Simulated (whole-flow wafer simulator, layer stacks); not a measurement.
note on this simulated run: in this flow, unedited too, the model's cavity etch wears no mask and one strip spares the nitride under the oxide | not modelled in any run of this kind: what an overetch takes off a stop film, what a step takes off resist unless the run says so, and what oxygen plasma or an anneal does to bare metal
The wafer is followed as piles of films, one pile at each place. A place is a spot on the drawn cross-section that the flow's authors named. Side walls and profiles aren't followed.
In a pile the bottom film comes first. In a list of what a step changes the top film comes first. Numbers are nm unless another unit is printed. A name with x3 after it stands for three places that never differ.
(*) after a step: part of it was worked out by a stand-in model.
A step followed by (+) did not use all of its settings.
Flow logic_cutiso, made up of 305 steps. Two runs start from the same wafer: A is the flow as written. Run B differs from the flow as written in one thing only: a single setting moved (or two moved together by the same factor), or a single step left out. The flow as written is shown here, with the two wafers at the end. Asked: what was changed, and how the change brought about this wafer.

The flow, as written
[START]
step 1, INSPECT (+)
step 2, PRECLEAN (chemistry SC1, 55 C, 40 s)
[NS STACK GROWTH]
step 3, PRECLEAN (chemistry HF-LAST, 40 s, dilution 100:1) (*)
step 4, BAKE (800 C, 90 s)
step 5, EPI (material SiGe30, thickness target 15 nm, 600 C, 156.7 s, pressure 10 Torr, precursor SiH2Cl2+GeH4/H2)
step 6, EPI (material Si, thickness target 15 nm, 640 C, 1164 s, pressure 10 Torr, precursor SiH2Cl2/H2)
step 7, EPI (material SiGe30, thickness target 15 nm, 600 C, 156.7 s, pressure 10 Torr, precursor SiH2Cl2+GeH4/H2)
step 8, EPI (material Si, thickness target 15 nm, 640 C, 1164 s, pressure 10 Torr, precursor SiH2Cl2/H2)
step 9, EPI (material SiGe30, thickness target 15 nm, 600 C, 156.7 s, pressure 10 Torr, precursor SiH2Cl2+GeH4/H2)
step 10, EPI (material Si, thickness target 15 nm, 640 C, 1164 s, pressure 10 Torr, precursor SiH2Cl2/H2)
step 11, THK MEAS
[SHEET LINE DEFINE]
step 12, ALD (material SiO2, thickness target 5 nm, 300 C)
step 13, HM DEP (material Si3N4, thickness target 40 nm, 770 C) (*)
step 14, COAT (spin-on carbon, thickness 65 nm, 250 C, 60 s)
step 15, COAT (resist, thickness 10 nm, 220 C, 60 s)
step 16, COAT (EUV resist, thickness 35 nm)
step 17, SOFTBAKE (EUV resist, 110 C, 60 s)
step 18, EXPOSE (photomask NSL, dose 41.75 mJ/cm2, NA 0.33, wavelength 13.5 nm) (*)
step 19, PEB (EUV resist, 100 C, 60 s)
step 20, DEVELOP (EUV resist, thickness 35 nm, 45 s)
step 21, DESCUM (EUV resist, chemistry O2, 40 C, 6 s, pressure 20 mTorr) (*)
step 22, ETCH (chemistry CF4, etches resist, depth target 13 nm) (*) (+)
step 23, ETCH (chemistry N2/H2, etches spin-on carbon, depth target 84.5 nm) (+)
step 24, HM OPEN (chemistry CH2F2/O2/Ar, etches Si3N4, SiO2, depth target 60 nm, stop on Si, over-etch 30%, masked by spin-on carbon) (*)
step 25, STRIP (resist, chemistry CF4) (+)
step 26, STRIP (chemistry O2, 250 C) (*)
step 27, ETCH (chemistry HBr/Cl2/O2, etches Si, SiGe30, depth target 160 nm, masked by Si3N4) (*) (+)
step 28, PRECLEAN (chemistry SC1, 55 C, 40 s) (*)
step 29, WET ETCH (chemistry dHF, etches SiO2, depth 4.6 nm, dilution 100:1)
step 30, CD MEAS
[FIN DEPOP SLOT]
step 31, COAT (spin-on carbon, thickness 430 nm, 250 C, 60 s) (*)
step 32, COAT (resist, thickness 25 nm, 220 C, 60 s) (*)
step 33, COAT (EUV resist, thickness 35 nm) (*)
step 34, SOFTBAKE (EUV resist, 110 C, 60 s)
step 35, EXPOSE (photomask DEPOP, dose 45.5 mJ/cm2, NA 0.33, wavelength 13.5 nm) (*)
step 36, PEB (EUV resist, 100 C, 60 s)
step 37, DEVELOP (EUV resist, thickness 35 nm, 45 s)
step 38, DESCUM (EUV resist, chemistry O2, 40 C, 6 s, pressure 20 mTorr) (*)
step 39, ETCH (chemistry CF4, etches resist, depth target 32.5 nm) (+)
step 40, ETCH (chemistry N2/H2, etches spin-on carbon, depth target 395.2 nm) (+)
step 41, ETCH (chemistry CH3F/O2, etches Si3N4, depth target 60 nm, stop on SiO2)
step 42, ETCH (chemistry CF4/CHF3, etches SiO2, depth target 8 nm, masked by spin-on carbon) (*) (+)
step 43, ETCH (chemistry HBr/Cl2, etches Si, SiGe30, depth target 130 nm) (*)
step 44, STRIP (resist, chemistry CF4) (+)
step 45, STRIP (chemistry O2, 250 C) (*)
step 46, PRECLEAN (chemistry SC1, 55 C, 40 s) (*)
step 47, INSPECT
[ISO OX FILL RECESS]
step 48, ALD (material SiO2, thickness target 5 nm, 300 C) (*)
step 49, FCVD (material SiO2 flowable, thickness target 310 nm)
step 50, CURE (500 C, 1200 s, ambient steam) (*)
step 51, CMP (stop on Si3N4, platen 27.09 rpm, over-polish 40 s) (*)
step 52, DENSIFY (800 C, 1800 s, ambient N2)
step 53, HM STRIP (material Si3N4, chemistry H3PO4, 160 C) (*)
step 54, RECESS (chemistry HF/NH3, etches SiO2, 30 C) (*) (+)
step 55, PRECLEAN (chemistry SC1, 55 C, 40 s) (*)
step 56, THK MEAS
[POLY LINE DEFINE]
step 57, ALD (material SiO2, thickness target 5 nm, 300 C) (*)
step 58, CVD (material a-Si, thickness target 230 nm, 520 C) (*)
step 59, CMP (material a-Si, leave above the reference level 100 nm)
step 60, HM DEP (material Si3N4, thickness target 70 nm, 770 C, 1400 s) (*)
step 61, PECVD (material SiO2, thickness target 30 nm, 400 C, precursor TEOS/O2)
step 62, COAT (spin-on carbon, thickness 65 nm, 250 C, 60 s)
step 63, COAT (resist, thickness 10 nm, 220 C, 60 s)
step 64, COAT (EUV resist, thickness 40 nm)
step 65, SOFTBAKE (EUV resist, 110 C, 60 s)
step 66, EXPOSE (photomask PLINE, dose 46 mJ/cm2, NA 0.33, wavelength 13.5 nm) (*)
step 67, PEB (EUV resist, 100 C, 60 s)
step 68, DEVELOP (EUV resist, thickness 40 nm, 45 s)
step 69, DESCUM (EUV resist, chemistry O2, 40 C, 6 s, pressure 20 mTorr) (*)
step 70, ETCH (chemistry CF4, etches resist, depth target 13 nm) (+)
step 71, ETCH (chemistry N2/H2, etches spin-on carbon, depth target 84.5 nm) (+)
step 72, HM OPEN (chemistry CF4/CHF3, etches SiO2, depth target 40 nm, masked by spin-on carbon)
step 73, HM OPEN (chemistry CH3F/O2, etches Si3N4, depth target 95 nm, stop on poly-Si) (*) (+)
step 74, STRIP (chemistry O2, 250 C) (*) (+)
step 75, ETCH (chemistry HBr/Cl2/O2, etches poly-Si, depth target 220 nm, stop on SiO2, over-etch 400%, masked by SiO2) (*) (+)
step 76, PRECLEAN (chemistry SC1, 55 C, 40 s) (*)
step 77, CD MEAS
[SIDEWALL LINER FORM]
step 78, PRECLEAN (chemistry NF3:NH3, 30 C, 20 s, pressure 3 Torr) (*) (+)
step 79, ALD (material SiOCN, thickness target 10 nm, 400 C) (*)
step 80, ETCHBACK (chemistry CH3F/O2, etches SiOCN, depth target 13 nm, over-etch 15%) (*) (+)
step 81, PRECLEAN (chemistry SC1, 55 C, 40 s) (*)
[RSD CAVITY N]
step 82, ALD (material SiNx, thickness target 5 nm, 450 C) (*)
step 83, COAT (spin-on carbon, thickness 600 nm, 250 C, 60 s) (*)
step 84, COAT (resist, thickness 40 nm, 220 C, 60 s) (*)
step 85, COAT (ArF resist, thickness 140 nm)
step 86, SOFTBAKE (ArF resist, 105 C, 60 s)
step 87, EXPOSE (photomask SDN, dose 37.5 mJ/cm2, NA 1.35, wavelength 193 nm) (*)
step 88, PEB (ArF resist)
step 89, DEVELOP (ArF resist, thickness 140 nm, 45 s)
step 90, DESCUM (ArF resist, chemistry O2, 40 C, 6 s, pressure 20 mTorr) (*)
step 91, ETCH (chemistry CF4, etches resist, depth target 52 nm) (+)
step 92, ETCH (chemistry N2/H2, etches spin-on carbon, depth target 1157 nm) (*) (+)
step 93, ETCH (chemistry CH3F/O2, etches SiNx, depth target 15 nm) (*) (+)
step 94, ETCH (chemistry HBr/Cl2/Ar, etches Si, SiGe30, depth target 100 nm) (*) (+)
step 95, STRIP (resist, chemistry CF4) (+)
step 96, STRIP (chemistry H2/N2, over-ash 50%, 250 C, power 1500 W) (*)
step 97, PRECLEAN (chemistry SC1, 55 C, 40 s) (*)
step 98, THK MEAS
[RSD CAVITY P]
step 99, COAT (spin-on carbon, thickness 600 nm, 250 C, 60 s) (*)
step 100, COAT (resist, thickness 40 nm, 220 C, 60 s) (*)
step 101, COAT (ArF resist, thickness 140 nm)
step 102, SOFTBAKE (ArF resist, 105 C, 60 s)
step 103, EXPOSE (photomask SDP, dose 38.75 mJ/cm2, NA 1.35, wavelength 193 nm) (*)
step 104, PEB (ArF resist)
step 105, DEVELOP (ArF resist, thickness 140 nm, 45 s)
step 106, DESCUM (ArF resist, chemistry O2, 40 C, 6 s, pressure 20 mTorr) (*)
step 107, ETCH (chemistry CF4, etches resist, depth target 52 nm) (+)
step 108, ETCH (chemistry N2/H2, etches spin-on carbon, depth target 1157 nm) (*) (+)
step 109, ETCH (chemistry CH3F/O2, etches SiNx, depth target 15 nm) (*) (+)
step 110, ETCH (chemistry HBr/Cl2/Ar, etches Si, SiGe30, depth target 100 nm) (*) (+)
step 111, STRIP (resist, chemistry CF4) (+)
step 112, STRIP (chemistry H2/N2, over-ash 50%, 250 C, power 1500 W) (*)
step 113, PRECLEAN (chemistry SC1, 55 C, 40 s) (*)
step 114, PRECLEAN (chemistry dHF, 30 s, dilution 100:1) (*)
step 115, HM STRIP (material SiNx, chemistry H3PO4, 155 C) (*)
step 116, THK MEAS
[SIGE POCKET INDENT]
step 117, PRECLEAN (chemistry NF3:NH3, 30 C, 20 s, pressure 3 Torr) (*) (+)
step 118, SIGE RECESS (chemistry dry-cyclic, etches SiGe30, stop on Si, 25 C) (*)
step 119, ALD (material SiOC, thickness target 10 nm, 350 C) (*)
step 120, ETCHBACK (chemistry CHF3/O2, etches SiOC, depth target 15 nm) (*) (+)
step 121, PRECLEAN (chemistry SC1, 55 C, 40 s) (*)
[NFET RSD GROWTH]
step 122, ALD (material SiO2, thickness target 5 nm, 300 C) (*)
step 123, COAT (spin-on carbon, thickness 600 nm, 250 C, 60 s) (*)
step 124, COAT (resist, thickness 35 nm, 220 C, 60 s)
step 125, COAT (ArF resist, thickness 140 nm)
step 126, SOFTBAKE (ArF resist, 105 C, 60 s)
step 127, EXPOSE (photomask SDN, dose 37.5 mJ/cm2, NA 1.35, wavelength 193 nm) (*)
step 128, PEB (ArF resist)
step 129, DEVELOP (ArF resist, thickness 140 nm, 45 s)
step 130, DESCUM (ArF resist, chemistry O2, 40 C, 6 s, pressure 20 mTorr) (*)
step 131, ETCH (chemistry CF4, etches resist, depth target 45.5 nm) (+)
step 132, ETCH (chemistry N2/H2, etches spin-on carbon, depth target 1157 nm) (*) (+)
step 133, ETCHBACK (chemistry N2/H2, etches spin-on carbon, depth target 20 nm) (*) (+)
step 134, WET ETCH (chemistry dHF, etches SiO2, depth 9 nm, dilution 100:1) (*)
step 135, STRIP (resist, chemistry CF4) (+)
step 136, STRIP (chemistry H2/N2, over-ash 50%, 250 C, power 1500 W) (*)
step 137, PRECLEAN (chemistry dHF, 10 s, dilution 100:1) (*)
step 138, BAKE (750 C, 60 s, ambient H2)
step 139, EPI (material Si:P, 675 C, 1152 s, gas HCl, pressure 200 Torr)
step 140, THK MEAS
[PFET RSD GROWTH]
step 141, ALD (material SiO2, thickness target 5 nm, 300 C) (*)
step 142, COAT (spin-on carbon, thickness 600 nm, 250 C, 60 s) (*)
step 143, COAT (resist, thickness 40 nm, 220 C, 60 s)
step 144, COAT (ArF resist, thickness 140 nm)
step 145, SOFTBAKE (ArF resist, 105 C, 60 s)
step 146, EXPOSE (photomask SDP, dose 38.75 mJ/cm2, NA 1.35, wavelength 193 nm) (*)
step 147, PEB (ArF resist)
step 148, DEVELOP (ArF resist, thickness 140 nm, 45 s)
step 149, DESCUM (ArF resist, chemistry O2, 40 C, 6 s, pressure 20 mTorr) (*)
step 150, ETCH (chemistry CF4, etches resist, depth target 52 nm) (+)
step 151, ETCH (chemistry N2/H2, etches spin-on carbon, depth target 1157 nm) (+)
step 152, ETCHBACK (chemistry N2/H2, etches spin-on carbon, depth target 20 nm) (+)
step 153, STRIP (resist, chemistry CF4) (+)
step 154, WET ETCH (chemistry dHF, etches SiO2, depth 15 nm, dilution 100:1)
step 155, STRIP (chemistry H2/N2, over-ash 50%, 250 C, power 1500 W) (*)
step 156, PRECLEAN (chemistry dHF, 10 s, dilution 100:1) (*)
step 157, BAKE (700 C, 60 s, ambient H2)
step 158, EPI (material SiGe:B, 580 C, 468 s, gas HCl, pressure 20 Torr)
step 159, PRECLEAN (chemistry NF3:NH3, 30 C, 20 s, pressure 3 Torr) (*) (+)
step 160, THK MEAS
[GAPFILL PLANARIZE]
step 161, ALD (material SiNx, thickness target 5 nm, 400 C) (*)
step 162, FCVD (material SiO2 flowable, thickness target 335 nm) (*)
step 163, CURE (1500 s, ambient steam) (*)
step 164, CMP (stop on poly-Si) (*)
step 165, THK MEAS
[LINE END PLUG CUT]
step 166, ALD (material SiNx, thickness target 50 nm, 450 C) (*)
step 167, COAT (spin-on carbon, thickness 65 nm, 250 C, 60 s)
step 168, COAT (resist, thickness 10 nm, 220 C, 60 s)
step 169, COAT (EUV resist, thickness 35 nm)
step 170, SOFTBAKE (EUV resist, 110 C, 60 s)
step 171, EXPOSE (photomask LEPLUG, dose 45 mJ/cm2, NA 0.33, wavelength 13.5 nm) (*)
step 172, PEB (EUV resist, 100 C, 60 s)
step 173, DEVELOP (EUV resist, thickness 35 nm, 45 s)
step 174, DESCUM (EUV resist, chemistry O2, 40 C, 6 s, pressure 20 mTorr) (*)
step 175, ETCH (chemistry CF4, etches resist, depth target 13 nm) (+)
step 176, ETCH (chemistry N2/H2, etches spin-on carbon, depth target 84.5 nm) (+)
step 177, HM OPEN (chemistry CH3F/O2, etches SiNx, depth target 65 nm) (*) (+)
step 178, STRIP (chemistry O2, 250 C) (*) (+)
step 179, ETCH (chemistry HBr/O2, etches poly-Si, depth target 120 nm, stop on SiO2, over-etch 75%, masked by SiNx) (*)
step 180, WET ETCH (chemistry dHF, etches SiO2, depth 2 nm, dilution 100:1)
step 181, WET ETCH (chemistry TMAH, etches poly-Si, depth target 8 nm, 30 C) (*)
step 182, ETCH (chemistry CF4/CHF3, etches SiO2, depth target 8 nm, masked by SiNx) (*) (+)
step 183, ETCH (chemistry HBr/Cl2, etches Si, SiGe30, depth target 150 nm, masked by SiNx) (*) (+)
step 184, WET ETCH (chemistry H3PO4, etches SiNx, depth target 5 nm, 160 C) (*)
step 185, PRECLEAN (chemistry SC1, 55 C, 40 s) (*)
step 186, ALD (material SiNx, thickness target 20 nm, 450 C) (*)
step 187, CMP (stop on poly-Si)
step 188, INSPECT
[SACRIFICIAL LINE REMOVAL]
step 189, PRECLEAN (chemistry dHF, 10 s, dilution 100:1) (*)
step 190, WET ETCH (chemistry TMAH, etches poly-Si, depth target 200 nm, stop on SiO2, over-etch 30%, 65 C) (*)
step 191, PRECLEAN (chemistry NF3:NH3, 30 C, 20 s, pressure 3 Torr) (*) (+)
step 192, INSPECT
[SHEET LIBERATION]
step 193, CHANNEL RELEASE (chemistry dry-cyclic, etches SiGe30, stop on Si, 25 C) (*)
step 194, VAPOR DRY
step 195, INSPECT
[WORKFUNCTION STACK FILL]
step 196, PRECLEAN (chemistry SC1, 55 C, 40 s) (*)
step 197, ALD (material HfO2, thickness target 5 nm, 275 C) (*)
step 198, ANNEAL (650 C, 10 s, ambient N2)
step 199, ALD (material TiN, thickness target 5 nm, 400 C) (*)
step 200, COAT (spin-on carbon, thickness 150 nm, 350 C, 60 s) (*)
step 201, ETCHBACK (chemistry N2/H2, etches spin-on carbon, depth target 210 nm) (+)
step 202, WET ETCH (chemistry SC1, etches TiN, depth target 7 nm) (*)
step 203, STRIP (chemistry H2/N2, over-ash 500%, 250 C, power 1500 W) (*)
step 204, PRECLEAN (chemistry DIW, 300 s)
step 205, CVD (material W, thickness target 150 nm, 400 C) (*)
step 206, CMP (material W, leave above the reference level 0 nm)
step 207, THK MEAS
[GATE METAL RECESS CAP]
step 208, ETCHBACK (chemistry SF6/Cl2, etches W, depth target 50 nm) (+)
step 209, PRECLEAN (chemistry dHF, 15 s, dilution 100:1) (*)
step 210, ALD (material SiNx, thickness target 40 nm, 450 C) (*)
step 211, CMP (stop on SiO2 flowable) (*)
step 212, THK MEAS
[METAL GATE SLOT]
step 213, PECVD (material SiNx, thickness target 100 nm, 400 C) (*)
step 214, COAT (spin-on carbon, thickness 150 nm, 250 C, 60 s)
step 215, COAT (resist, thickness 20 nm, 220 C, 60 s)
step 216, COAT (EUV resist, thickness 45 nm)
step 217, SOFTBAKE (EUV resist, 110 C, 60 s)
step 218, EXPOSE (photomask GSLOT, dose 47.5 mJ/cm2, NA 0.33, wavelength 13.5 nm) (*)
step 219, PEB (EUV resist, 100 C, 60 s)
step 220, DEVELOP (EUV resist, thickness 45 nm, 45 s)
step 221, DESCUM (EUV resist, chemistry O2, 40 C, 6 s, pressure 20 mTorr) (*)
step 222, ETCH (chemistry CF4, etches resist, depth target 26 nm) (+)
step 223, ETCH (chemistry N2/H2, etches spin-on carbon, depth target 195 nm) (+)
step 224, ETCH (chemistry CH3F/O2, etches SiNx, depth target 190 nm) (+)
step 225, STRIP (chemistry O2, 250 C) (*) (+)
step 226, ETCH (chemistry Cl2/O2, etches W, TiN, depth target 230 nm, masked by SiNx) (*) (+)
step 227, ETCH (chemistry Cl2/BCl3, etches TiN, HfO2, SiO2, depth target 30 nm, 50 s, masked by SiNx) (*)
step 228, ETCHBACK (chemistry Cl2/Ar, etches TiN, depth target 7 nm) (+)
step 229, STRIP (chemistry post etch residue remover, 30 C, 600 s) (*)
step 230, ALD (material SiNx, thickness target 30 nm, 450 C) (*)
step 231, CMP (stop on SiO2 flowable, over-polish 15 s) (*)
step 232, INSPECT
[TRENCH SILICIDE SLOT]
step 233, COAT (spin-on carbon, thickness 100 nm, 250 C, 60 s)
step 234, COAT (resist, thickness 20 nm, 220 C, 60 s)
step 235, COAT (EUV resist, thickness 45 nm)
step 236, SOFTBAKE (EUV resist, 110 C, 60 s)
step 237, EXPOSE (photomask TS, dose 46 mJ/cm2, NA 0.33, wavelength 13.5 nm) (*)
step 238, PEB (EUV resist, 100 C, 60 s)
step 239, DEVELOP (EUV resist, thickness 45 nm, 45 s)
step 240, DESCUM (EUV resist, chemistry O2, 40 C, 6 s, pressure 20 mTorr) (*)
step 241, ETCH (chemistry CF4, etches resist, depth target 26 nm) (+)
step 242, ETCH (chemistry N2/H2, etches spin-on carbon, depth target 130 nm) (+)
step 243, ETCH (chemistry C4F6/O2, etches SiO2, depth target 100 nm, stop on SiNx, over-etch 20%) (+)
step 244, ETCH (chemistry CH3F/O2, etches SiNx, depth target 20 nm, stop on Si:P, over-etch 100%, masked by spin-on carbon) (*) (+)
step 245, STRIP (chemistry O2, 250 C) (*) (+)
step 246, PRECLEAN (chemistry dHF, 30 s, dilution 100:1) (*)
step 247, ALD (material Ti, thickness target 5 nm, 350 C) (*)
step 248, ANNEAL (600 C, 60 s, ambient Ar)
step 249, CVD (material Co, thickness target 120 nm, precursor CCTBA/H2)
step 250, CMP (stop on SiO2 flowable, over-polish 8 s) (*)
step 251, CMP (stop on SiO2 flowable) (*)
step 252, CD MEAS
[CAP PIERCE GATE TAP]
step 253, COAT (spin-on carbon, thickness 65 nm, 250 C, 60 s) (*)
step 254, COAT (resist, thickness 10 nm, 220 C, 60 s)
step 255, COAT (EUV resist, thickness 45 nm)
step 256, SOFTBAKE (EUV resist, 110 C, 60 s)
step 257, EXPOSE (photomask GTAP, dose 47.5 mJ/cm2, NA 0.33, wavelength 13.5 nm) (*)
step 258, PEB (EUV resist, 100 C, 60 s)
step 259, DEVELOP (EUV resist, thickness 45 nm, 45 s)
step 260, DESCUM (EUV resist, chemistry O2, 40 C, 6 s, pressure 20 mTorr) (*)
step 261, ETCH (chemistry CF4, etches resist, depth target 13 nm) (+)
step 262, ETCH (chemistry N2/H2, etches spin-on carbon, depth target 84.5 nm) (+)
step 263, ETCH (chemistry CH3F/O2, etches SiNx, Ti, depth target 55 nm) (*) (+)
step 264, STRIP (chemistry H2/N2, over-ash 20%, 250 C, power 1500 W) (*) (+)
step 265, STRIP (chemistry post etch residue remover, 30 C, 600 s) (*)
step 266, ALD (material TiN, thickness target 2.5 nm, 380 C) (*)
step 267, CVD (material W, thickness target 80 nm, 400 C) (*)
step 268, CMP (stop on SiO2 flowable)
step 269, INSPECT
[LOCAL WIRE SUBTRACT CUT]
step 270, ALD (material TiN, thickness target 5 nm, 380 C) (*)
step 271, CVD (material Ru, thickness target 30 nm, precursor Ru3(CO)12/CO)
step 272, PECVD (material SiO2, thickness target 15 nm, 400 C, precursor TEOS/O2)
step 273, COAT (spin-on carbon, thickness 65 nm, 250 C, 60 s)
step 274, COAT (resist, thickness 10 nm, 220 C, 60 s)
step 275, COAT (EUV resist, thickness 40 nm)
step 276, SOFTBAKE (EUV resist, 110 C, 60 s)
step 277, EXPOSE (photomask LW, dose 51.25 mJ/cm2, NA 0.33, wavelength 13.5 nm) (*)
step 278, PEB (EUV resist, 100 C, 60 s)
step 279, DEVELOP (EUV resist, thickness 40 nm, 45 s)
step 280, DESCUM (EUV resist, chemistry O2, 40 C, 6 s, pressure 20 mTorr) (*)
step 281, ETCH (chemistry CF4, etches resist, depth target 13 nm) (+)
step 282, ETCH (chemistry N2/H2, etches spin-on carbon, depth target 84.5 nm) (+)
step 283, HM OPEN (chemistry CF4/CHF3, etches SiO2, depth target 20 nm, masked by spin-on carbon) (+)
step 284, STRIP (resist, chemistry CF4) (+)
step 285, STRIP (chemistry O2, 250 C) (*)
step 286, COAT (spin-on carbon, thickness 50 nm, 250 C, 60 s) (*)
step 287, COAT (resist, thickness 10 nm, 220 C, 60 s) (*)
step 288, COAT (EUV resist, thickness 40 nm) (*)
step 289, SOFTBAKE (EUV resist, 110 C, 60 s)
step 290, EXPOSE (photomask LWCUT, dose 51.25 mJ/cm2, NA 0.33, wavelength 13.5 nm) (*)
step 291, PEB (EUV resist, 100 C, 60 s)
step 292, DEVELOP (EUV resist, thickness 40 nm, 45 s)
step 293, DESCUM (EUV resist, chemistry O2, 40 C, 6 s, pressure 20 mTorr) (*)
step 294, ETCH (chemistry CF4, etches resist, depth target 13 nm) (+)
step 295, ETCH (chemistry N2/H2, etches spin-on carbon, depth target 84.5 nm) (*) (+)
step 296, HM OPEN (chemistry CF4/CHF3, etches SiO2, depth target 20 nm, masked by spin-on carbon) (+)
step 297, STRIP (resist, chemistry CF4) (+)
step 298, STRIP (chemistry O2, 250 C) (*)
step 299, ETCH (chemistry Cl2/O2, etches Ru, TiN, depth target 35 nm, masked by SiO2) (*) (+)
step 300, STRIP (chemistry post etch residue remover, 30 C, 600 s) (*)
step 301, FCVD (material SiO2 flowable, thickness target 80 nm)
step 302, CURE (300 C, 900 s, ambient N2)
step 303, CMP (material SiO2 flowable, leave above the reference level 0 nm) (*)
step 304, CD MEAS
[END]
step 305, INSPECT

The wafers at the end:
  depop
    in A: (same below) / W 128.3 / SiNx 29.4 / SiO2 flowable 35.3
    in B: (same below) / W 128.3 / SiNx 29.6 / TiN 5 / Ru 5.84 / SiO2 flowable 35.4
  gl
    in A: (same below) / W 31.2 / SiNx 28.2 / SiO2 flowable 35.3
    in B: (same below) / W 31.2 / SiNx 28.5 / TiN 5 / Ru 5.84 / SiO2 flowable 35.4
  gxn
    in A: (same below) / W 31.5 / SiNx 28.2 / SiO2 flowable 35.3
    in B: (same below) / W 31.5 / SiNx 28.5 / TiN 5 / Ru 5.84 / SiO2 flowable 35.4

The reason: step 271, CVD: thickness target 41.2 nm was run, while the flow as written has thickness target 30 nm.

Step by step, how the change led to this:
  step 271, CVD (material Ru, thickness target 30 nm, precursor Ru3(CO)12/CO)
      depop, dpovl, gfld and 19 more: A Ru gains 30 (new film) | B Ru gains 41.2 (new film)
  step 299, ETCH (chemistry Cl2/O2, etches Ru, TiN, depth target 35 nm, masked by SiO2) (*) (+)
      depop, dpovl, gfld and 15 more: A Ru loses 29.6 (all of it), TiN loses 5 (all of it) | B Ru loses 35
  step 301, FCVD (material SiO2 flowable, thickness target 80 nm)
      iso, rsdx: A SiO2 flowable gains 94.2 | B SiO2 flowable gains 94.3 (new film)
If metal films that touch count as one body, depop has 2 bodies (between them, from the top down: SiNx 29.6); the flow as written gives 1 body.
If metal films that touch count as one body, gl has 5 bodies (between them, from the top down: SiNx 28.5; HfO2 5 / chemical SiO2 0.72 / Si 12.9 / chemical SiO2 0.8 / HfO2 5; HfO2 5 / chemical SiO2 0.8 / Si 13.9 / chemical SiO2 0.8 / HfO2 5; HfO2 5 / chemical SiO2 0.8 / Si 13.9 / chemical SiO2 0.8 / HfO2 5); the flow as written gives 4 bodies (between them, from the top down: HfO2 5 / chemical SiO2 0.72 / Si 12.9 / chemical SiO2 0.8 / HfO2 5; HfO2 5 / chemical SiO2 0.8 / Si 13.9 / chemical SiO2 0.8 / HfO2 5; HfO2 5 / chemical SiO2 0.8 / Si 13.9 / chemical SiO2 0.8 / HfO2 5).
If metal films that touch count as one body, gxn has 5 bodies (between them, from the top down: SiNx 28.5; HfO2 5 / chemical SiO2 0.72 / Si 12.9 / chemical SiO2 0.8 / HfO2 5; HfO2 5 / chemical SiO2 0.8 / Si 13.9 / chemical SiO2 0.8 / HfO2 5; HfO2 5 / chemical SiO2 0.8 / Si 13.9 / chemical SiO2 0.8 / HfO2 5); the flow as written gives 4 bodies (between them, from the top down: HfO2 5 / chemical SiO2 0.72 / Si 12.9 / chemical SiO2 0.8 / HfO2 5; HfO2 5 / chemical SiO2 0.8 / Si 13.9 / chemical SiO2 0.8 / HfO2 5; HfO2 5 / chemical SiO2 0.8 / Si 13.9 / chemical SiO2 0.8 / HfO2 5).
